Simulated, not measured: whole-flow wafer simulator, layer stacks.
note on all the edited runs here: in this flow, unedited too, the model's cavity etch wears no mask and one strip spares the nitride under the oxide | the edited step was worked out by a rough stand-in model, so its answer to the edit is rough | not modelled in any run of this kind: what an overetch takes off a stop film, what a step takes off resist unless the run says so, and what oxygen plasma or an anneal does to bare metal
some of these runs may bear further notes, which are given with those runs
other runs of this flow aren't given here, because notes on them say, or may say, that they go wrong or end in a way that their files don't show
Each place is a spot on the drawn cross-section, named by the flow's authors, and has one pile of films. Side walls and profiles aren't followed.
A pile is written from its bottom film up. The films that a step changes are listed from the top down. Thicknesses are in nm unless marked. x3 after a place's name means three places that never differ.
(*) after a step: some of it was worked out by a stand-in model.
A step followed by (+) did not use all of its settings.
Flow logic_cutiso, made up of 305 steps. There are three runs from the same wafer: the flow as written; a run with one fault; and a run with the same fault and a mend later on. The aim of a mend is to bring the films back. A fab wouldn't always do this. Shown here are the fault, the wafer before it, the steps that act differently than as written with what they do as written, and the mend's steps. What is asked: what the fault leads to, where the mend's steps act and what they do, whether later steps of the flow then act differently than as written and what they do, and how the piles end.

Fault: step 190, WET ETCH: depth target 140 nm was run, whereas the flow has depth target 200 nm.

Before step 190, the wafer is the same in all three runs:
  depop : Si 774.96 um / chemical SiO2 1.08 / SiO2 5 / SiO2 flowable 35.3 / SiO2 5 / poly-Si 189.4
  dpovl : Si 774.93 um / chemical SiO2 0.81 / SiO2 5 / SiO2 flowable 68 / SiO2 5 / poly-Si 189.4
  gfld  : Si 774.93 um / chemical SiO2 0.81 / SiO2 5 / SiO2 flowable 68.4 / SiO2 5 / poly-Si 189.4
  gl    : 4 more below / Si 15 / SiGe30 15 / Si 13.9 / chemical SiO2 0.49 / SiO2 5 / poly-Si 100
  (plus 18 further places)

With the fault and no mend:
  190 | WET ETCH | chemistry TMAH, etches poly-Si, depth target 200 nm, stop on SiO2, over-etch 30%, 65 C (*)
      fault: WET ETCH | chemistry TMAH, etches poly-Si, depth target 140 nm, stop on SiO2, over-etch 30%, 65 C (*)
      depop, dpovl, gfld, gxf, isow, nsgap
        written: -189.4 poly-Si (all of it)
        fault: -140 poly-Si
  Later steps of the flow acting differently than as written (1 more step, not shown, differs only slightly: by at most 2% or 0.5 nm, whichever is larger):
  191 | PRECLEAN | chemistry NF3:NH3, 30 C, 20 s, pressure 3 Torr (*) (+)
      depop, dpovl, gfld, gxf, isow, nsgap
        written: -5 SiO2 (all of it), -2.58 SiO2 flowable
        fault: nothing
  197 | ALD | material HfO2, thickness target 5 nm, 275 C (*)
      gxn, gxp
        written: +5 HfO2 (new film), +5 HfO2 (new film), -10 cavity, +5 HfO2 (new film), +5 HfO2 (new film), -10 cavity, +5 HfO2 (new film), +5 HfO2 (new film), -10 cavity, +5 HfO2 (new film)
        fault: +5 HfO2 (new film), +5 HfO2 (new film), -10 cavity, +5 HfO2 (new film), +14.5 HfO2 (new film), -14.5 cavity (all of it), +14.5 HfO2 (new film), -14.5 cavity (all of it)
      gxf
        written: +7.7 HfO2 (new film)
        fault: +5 HfO2 (new film)
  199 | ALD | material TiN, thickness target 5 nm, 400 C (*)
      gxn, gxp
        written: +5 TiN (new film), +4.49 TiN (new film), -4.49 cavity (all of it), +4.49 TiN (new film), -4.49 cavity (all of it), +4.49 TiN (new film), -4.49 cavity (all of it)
        fault: +5 TiN (new film), +4.49 TiN (new film), -4.49 cavity (all of it)
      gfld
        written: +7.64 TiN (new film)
        fault: +5 TiN (new film)
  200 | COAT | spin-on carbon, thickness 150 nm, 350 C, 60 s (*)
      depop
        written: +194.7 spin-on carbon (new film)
        fault: +166.7 spin-on carbon (new film)
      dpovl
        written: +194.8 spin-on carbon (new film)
        fault: +166.8 spin-on carbon (new film)
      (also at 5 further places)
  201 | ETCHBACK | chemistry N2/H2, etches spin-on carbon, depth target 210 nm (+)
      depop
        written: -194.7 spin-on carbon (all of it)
        fault: -166.7 spin-on carbon (all of it)
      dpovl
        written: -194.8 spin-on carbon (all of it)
        fault: -166.8 spin-on carbon (all of it)
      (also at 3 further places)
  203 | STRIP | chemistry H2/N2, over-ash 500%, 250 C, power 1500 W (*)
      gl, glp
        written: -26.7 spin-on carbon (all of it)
        fault: -27.9 spin-on carbon (all of it)
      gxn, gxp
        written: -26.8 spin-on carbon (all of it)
        fault: -28 spin-on carbon (all of it)
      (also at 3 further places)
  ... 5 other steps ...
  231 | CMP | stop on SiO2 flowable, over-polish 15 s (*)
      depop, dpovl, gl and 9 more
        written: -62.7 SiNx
        fault: -77 SiNx
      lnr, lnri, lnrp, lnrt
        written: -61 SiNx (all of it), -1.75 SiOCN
        fault: -75.3 SiNx (all of it), -1.75 SiOCN
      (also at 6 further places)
  At depop, dpovl, gfld, gxf, gxn, gxp, isow, nsgap, the piles at the end differ from the flow's by more than 2% or 0.5 nm, whichever is larger.
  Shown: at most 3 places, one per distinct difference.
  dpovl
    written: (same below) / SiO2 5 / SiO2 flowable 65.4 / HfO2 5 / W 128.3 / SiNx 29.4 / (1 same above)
    fault: (same below) / SiO2 5 / SiO2 flowable 68 / SiO2 5 / poly-Si 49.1 / chemical SiO2 0.49 / HfO2 5 / W 71 / SiNx 29.4 / (1 same above)
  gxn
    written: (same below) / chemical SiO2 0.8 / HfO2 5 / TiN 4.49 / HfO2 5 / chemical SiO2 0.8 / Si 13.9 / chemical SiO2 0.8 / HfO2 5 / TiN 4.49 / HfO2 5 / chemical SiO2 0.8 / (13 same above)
    fault: (same below) / chemical SiO2 0.8 / HfO2 14.5 / chemical SiO2 0.8 / Si 13.9 / chemical SiO2 0.8 / HfO2 14.5 / chemical SiO2 0.8 / (13 same above)
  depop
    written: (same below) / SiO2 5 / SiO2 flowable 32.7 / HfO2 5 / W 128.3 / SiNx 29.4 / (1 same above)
    fault: (same below) / SiO2 5 / SiO2 flowable 35.3 / SiO2 5 / poly-Si 49.1 / chemical SiO2 0.49 / HfO2 5 / W 71 / SiNx 29.4 / (1 same above)

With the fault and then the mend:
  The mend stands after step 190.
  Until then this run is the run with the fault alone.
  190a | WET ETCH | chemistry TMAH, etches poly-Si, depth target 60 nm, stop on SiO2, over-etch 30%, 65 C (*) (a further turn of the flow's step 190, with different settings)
      depop, dpovl, gfld, gxf, isow, nsgap
        -49.4 poly-Si (all of it)
  Every later step of the flow that is run acts as written at every place that is followed.
  At every place that both follow, the piles at the end match the flow's.
